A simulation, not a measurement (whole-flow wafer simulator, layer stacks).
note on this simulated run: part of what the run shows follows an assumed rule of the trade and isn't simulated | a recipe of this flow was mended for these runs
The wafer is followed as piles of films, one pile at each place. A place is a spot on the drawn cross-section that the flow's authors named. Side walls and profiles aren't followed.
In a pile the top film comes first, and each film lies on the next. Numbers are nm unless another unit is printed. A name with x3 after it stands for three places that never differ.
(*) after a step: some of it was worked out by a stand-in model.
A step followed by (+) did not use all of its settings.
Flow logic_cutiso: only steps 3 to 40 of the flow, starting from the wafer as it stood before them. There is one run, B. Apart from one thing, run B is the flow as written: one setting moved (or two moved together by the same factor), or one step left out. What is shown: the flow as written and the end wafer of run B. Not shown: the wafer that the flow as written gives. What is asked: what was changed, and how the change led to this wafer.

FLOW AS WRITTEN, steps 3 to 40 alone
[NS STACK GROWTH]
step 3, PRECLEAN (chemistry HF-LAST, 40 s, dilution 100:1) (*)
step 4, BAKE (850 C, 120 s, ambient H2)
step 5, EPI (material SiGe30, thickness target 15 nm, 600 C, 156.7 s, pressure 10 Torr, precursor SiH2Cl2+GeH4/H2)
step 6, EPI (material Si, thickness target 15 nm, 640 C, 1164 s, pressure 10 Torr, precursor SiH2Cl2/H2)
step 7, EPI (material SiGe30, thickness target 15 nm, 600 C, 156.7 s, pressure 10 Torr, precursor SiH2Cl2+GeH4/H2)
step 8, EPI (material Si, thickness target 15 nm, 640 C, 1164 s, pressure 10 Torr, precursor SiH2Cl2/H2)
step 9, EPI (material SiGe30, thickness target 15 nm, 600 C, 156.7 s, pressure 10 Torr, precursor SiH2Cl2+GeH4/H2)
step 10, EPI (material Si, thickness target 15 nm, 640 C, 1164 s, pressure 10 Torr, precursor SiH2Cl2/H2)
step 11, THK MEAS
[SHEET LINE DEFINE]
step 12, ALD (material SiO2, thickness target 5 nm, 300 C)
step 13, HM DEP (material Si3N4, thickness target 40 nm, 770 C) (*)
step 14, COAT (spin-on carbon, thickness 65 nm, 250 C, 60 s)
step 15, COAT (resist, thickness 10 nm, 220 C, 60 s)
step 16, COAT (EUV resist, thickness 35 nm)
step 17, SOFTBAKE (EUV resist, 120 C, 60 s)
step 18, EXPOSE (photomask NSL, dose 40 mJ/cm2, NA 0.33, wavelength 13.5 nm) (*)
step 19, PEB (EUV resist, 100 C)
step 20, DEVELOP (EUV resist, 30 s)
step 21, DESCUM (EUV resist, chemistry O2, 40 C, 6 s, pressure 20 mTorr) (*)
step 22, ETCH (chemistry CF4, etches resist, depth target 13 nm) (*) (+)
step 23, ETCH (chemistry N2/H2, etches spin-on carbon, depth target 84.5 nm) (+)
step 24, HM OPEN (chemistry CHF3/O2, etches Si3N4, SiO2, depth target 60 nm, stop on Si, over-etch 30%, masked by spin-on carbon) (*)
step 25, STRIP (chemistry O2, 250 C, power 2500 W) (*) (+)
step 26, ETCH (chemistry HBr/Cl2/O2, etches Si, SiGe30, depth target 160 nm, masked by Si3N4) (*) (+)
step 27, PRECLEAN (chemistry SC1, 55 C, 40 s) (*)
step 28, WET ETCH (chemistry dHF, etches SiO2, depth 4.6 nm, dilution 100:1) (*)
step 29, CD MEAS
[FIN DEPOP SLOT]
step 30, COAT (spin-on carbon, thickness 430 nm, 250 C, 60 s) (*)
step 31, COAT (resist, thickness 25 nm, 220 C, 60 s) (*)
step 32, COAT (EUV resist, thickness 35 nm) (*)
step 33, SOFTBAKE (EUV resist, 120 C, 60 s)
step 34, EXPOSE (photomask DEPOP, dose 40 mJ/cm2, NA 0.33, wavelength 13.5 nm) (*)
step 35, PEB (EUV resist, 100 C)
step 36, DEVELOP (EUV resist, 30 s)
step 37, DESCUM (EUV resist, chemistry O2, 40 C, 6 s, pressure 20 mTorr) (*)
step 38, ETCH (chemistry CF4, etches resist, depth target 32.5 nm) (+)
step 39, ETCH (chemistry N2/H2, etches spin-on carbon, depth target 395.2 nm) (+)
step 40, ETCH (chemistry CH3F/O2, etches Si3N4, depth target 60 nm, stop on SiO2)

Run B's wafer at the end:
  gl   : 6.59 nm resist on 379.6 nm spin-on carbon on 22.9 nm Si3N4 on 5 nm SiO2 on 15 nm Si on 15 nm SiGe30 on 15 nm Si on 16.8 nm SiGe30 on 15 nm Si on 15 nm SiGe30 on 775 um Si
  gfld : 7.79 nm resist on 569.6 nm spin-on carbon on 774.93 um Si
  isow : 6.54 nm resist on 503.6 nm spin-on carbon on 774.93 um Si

The reason: step 7, EPI: thickness target 16.8 nm was run, whereas the flow has thickness target 15 nm; step 7, EPI: 175.5 s was run, where the flow has 156.7 s.
The wafer lets one read it off: gl has SiGe30 16.8, and step 7 as written asks for 15 nm.

The path from the change to this, step by step:
  step 7, EPI (material SiGe30, thickness target 15 nm, 600 C, 156.7 s, pressure 10 Torr, precursor SiH2Cl2+GeH4/H2)
      depop, dpovl, gfld and 19 more: +16.8 SiGe30 (new film) (as written it would have been: +15 SiGe30 (new film))
  step 26, ETCH (chemistry HBr/Cl2/O2, etches Si, SiGe30, depth target 160 nm, masked by Si3N4) (*) (+)
      dpovl, gfld, gxf, iso, isow, lnri, nsgap: -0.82 chemical SiO2 (all of it), -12 Si (all of it), -15 SiGe30 (all of it), -15 Si (all of it), -16.8 SiGe30 (all of it), -15 Si (all of it), -15 SiGe30 (all of it), -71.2 Si (as written it would have been: -0.82 chemical SiO2 (all of it), -12 Si (all of it), -15 SiGe30 (all of it), -15 Si (all of it), -15 SiGe30 (all of it), -15 Si (all of it), -15 SiGe30 (all of it), -73 Si)
